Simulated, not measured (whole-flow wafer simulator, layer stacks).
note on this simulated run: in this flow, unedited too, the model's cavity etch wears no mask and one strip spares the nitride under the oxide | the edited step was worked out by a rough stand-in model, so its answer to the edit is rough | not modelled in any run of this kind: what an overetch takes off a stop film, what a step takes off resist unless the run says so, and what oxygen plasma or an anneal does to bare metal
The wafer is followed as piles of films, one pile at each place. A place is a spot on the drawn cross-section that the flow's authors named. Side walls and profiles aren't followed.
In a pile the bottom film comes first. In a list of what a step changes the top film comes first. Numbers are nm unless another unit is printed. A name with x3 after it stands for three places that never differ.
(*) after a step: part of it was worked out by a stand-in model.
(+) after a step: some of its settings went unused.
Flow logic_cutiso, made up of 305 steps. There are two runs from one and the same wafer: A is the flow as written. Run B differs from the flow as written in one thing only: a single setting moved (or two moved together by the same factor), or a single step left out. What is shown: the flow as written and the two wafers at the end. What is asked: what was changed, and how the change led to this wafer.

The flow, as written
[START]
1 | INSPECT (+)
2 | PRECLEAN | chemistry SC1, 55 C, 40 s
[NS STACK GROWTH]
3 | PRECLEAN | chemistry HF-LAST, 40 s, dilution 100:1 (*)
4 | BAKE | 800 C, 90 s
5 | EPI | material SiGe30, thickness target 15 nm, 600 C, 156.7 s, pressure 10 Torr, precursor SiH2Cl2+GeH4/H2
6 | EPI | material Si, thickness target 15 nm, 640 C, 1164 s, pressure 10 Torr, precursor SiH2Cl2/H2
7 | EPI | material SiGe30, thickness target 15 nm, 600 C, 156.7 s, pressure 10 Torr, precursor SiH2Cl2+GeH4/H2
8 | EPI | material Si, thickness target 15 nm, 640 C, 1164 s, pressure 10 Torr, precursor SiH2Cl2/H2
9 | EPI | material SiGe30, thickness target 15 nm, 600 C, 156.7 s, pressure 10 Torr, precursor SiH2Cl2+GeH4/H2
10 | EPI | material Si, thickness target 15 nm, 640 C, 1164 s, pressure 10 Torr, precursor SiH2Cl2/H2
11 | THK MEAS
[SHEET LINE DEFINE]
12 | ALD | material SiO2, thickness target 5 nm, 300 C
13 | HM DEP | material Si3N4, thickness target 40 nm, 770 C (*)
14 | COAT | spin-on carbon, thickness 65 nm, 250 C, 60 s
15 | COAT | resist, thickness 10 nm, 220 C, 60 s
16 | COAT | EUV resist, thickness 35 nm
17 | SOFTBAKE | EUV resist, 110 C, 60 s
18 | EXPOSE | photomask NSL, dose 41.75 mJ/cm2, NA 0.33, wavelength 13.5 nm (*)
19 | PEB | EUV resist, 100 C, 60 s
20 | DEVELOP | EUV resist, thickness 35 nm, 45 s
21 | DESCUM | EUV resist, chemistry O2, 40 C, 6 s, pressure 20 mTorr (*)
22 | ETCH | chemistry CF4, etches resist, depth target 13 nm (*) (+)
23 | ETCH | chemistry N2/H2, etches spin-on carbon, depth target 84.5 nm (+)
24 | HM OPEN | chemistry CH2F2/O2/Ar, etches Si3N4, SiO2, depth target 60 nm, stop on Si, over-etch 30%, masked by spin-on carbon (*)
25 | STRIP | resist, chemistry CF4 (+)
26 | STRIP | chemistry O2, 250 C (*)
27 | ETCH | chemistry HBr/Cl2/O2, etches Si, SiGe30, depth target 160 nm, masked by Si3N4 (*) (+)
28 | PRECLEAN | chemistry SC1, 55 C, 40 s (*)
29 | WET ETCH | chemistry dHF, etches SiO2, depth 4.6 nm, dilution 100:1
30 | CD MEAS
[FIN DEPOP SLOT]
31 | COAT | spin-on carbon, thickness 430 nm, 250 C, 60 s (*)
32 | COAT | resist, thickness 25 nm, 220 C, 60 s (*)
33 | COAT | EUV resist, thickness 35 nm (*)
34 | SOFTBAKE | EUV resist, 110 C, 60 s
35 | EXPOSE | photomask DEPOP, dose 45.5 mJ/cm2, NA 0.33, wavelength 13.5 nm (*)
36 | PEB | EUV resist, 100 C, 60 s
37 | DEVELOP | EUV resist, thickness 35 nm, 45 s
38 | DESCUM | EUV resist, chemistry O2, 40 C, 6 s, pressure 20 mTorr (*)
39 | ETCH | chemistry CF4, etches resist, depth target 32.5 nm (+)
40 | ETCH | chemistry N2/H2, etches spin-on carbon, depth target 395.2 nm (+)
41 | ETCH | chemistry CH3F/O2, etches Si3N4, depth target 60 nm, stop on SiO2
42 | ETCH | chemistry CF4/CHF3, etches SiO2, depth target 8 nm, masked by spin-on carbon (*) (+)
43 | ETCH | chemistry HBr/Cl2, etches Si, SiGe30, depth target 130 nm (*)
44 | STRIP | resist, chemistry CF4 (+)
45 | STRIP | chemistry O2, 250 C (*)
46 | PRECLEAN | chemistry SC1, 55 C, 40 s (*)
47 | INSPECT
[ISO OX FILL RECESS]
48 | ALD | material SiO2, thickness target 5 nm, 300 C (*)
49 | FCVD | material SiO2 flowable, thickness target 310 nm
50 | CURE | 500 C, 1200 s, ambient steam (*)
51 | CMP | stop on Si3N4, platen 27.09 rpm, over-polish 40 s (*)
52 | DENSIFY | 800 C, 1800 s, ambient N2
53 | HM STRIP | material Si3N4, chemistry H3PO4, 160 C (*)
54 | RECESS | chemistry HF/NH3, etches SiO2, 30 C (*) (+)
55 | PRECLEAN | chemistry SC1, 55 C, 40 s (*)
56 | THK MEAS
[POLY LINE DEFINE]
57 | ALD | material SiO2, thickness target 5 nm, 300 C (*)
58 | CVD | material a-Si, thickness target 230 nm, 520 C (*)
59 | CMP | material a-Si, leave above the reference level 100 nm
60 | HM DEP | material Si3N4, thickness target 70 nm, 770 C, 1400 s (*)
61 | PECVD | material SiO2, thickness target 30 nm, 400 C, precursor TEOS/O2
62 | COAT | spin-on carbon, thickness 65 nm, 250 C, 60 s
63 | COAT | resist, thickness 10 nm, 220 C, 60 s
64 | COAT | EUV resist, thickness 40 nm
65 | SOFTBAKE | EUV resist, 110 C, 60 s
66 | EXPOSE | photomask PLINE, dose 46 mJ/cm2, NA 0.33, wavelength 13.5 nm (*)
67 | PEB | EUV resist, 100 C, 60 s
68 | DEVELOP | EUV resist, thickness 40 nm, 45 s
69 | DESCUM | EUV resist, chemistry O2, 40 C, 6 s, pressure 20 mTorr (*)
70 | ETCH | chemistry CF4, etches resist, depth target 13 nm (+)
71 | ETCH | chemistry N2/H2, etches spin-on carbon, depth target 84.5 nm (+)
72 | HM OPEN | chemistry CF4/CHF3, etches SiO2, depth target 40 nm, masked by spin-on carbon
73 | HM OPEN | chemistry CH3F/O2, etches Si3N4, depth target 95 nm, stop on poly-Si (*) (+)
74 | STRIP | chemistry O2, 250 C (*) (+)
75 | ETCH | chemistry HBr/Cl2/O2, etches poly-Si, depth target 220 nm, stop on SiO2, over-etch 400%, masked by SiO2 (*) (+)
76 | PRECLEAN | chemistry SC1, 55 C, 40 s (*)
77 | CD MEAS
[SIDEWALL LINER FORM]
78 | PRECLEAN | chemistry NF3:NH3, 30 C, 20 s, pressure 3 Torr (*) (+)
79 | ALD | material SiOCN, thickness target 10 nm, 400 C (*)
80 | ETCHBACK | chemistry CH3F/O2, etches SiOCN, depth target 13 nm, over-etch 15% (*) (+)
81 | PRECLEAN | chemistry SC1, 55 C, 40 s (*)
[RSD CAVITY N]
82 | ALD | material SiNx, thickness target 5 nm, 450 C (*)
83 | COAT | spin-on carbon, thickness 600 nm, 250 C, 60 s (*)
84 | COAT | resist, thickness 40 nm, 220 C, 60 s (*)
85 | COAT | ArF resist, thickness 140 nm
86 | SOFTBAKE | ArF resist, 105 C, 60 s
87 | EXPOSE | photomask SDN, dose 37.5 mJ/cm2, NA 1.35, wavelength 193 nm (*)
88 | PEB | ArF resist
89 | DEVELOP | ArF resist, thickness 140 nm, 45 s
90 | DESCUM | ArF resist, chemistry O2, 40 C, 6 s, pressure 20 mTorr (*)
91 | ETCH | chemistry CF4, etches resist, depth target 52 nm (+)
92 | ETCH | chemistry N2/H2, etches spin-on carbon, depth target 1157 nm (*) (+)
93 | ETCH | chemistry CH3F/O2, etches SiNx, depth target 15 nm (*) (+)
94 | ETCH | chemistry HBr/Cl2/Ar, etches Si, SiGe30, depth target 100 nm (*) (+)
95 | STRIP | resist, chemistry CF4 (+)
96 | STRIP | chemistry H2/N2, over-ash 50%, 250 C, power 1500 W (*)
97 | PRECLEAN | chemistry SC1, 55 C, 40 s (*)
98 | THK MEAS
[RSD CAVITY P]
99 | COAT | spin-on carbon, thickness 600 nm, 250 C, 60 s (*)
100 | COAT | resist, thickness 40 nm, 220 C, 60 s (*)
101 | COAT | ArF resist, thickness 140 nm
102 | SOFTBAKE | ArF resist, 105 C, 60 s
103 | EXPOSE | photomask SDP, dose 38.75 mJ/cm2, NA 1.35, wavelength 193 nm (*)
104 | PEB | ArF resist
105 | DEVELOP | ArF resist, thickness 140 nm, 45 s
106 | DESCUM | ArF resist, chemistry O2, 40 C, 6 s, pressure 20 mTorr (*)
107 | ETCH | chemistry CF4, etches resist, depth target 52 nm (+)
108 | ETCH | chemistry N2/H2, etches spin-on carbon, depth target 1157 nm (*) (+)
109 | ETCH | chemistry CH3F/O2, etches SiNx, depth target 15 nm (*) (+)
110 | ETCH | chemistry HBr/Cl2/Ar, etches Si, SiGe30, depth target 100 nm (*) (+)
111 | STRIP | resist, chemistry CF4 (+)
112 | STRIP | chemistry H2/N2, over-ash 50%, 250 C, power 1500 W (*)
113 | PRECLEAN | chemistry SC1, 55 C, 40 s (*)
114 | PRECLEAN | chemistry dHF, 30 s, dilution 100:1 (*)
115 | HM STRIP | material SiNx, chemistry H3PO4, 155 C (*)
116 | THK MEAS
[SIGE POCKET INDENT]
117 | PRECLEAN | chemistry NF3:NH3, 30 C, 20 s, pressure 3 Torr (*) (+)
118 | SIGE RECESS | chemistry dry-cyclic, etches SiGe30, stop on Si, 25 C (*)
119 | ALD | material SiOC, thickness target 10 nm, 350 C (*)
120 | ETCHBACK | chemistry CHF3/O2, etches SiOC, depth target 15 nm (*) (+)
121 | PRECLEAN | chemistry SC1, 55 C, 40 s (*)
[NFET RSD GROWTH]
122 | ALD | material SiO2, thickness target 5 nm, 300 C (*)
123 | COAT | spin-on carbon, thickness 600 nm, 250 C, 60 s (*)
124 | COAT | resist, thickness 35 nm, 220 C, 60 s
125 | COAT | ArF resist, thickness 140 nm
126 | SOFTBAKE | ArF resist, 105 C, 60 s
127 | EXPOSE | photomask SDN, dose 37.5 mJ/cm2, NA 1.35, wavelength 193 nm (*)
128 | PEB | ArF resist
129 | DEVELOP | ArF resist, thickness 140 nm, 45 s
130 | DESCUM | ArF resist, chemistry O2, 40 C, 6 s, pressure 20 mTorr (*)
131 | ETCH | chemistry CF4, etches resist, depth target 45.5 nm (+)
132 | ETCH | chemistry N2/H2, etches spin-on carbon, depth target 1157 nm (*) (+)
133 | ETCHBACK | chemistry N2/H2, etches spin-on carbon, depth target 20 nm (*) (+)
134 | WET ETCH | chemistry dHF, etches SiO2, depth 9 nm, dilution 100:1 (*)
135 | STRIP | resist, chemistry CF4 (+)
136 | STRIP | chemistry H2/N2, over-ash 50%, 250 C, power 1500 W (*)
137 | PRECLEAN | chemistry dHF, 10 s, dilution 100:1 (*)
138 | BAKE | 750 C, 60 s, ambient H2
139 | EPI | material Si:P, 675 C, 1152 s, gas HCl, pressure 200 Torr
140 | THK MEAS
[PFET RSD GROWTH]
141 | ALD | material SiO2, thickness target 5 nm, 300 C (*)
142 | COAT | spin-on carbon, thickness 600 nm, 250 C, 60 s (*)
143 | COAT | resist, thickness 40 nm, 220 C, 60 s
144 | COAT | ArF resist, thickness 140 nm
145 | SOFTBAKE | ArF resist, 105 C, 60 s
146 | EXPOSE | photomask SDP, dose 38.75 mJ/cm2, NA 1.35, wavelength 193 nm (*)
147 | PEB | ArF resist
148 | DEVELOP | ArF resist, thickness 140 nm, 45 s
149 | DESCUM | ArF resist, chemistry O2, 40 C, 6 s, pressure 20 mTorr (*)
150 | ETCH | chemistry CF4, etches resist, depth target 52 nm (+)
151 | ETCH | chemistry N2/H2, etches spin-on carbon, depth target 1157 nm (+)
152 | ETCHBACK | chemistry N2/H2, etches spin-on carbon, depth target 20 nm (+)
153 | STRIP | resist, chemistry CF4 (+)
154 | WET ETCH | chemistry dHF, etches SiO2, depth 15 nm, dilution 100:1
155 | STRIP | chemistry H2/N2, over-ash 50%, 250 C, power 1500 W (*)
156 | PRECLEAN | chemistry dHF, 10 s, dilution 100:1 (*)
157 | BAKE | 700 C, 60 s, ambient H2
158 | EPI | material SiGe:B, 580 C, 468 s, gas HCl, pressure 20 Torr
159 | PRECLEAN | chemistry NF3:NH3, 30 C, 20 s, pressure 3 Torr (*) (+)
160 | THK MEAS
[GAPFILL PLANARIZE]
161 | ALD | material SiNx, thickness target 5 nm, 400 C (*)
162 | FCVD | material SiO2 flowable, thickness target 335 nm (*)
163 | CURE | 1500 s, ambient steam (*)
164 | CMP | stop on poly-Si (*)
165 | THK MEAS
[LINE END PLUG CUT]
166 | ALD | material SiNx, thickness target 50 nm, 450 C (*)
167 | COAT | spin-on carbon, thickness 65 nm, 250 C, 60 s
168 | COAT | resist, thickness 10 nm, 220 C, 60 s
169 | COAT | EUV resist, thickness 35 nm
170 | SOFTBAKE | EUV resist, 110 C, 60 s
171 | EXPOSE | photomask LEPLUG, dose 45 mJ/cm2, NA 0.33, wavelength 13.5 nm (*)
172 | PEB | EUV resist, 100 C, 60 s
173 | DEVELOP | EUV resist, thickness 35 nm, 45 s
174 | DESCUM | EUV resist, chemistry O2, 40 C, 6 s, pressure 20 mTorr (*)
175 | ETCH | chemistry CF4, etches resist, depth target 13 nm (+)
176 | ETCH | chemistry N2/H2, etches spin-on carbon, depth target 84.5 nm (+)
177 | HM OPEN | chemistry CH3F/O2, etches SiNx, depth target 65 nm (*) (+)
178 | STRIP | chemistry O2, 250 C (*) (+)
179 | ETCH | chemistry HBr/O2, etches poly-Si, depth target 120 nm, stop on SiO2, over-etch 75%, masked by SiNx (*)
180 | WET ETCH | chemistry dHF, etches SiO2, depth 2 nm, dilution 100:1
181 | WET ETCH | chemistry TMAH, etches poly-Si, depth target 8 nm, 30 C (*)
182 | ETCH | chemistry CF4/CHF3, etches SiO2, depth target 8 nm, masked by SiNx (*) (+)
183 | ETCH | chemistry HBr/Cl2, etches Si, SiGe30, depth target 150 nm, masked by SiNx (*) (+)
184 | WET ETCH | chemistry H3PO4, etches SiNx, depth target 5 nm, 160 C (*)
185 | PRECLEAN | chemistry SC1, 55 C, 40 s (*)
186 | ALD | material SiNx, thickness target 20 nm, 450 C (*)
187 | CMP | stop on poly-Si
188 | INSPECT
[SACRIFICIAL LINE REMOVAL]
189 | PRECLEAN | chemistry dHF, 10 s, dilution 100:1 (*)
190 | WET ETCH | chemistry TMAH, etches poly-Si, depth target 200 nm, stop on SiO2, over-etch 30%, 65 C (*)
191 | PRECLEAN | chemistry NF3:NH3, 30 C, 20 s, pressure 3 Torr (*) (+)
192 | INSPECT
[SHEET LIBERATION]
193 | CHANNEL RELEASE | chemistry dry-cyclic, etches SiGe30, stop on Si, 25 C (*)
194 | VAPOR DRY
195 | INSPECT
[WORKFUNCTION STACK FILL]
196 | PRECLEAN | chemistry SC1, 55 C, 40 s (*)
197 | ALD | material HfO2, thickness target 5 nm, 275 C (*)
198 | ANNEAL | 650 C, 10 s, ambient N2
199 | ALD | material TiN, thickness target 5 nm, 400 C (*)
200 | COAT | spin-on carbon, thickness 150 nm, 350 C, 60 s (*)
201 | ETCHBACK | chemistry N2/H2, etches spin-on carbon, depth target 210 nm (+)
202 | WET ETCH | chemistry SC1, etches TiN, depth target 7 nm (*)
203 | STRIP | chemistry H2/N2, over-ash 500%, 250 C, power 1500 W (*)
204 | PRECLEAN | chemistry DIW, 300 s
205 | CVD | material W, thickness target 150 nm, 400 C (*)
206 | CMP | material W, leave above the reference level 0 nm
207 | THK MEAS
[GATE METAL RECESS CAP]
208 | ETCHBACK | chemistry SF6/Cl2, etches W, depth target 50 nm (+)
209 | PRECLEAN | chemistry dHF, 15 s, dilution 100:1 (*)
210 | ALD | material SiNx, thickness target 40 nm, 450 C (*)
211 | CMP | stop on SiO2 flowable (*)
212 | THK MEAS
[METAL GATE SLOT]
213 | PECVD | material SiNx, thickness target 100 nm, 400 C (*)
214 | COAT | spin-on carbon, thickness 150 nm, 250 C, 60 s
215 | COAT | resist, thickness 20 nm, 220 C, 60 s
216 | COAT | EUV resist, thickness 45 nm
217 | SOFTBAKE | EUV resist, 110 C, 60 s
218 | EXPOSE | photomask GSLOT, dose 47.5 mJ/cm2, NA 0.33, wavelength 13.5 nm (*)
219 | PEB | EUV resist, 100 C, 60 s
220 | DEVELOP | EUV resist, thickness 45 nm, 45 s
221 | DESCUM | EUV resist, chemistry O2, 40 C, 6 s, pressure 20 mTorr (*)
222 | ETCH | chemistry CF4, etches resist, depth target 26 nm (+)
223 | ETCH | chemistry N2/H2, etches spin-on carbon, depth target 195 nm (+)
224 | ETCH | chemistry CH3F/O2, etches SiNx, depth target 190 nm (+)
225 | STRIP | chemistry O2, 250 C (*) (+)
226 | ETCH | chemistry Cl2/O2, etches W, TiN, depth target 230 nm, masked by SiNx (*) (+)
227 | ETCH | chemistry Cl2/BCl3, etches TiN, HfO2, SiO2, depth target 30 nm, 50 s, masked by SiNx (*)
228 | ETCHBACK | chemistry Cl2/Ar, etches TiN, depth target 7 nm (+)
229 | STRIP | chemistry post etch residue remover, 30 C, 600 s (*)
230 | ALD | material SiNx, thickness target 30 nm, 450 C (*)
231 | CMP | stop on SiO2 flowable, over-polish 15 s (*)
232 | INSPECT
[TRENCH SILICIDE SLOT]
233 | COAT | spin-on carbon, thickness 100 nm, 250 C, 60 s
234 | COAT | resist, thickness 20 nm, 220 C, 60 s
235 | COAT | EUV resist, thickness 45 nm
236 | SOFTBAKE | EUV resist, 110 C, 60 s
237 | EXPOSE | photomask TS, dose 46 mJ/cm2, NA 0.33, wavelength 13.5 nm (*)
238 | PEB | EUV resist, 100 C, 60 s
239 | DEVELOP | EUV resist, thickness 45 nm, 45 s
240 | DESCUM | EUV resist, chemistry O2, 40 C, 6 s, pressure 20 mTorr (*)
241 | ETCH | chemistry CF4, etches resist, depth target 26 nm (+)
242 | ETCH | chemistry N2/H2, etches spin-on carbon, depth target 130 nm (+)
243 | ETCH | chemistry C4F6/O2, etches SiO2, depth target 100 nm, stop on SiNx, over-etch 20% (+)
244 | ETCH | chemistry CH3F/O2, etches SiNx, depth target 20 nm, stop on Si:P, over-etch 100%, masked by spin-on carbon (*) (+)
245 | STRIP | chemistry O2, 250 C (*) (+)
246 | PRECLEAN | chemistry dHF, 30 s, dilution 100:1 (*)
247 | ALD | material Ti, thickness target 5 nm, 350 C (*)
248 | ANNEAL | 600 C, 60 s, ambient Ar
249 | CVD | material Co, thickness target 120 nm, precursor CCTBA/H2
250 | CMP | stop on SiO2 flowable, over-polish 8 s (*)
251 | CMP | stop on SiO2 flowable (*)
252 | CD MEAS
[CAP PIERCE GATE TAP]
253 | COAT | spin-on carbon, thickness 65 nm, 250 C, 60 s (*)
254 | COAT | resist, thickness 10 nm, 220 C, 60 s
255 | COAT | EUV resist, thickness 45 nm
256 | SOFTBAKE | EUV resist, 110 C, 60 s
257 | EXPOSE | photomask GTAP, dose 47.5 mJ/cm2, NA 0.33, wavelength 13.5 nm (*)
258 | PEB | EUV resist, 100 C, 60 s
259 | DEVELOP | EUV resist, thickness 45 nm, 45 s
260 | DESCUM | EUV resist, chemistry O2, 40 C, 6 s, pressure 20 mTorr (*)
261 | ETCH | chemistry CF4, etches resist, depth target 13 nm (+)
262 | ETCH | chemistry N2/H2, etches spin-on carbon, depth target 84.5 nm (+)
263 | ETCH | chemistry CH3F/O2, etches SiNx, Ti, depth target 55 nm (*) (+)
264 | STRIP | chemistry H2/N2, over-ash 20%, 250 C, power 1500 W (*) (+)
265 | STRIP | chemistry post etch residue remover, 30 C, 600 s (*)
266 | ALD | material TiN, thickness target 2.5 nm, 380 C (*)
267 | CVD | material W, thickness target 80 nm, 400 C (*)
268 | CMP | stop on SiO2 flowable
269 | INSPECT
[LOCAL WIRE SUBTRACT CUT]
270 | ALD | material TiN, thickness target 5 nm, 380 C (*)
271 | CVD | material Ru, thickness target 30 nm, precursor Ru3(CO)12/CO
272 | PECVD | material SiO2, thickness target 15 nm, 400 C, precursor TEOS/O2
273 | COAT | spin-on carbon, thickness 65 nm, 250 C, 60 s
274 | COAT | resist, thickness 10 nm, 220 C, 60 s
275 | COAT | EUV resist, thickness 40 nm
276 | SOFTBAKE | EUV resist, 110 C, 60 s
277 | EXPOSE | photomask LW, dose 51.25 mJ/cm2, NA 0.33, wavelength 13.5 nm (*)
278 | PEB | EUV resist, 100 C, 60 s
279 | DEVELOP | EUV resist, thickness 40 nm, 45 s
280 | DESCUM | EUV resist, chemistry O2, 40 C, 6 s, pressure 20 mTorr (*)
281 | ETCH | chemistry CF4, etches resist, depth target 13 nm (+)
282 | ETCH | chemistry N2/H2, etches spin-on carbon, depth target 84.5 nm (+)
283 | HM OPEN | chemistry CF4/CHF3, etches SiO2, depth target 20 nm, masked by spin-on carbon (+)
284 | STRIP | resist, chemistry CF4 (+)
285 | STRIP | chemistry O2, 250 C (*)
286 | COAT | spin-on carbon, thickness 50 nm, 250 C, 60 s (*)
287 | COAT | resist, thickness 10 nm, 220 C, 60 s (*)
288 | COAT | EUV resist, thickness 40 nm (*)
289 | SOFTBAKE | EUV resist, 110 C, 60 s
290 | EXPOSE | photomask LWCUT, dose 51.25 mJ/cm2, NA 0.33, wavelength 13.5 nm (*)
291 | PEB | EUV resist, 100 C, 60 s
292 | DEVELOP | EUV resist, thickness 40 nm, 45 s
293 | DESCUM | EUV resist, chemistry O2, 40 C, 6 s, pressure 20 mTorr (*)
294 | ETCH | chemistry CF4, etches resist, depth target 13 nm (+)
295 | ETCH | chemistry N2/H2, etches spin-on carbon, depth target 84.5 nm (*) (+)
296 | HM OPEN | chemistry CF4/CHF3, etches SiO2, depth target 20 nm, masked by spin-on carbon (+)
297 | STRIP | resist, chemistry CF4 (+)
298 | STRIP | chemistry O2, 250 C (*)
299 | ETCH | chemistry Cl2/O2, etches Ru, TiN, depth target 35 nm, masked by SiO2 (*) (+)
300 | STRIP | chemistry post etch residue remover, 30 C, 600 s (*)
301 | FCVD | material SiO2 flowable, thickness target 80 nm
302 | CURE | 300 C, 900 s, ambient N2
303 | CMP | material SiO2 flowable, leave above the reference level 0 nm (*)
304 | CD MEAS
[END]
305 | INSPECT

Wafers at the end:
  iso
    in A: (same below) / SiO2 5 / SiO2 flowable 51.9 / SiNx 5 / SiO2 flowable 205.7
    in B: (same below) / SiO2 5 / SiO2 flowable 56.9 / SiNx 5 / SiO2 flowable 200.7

What caused this: step 119, ALD: thickness target 15 nm was run, while the flow as written has thickness target 10 nm.

Step by step, how the change led to this:
  119 | ALD | material SiOC, thickness target 10 nm, 350 C (*)
      depop, dpovl, gfld and 14 more: A SiOC gains 10 (new film) | B SiOC gains 15 (new film)
      lnr, lnrp, lnrt: A SiOC gains 10 (new film), SiOC gains 16 (new film), cavity loses 16 (all of it), SiOC gains 16 (new film), cavity loses 16 (all of it), SiOC gains 16 (new film), cavity loses 16 (all of it) | B SiOC gains 15 (new film), SiOC gains 16 (new film), cavity loses 16 (all of it), SiOC gains 16 (new film), cavity loses 16 (all of it), SiOC gains 16 (new film), cavity loses 16 (all of it)
      (also at 2 further places)
  120 | ETCHBACK | chemistry CHF3/O2, etches SiOC, depth target 15 nm (*) (+)
      depop, dpovl, gfld, gxf, isow, ns, nsgap, plug: A SiOC loses 10 (all of it), SiO2 loses 5 | B SiOC loses 15 (all of it)
      lnr, lnri, lnrp, lnrt: A SiOC loses 10 (all of it), SiOCN loses 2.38 | B SiOC loses 15 (all of it)
      (also at 10 further places)
  122 | ALD | material SiO2, thickness target 5 nm, 300 C (*)
      gl, glp, tap: A SiO2 gains 5 (new film) | B SiO2 gains 5
      gxn: A SiO2 gains 6.76 (new film) | B SiO2 gains 5 (new film)
      (also at 1 further place)
  132 | ETCH | chemistry N2/H2, etches spin-on carbon, depth target 1157 nm (*) (+)
      gl, tap: A spin-on carbon loses 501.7 (all of it), SiO2 loses 5 (all of it), Si3N4 loses 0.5 | B spin-on carbon loses 499.4 (all of it), SiO2 loses 6.11
      gxn: A spin-on carbon loses 499.4 (all of it), SiO2 loses 6.06 | B spin-on carbon loses 497.8 (all of it), SiO2 loses 5 (all of it), SiOC loses 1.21
  133 | ETCHBACK | chemistry N2/H2, etches spin-on carbon, depth target 20 nm (*) (+)
      gl, tap: A Si3N4 loses 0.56 | B SiO2 loses 1.11
      gxn: A SiO2 loses 0.7 (all of it), Si3N4 loses 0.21 | B SiOC loses 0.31 (all of it), SiO2 loses 0.82
  134 | WET ETCH | chemistry dHF, etches SiO2, depth 9 nm, dilution 100:1 (*)
      gl, tap: A Si3N4 loses 0.34 | B SiO2 loses 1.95 (all of it), Si3N4 loses 0.21
      gxn: A Si3N4 loses 0.34 | B SiO2 loses 3.39 (all of it), Si3N4 loses 0.17
  141 | ALD | material SiO2, thickness target 5 nm, 300 C (*)
      gxn: A SiO2 gains 10.1 (new film) | B SiO2 gains 12 (new film)
  153 | STRIP | resist, chemistry CF4 (+)
      glp: A SiO2 loses 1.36 (all of it) | B SiO2 loses 5.47 (all of it)
      gxp: A SiO2 loses 3.06 (all of it) | B SiO2 loses 1.22 (all of it)
  159 | PRECLEAN | chemistry NF3:NH3, 30 C, 20 s, pressure 3 Torr (*) (+)
      gxp: A Si3N4 loses 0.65 | B SiOC loses 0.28
  164 | CMP | stop on poly-Si (*)
      gxp: A SiO2 flowable loses 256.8 (all of it), SiNx loses 5 (all of it), Si3N4 loses 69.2 (all of it) | B SiO2 flowable loses 253.1 (all of it), SiNx loses 5 (all of it), SiOC loses 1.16 (all of it), SiO2 loses 4.25 (all of it), Si3N4 loses 70 (all of it)
      depop, dpovl, isow, ns, nsgap: A SiO2 flowable loses 326.8 (all of it), SiNx loses 5 (all of it), SiO2 loses 4.13 (all of it), Si3N4 loses 70 (all of it) | B SiO2 flowable loses 326.8 (all of it), SiNx loses 5 (all of it), SiO2 loses 9.13 (all of it), Si3N4 loses 70 (all of it)
      (also at 10 further places)
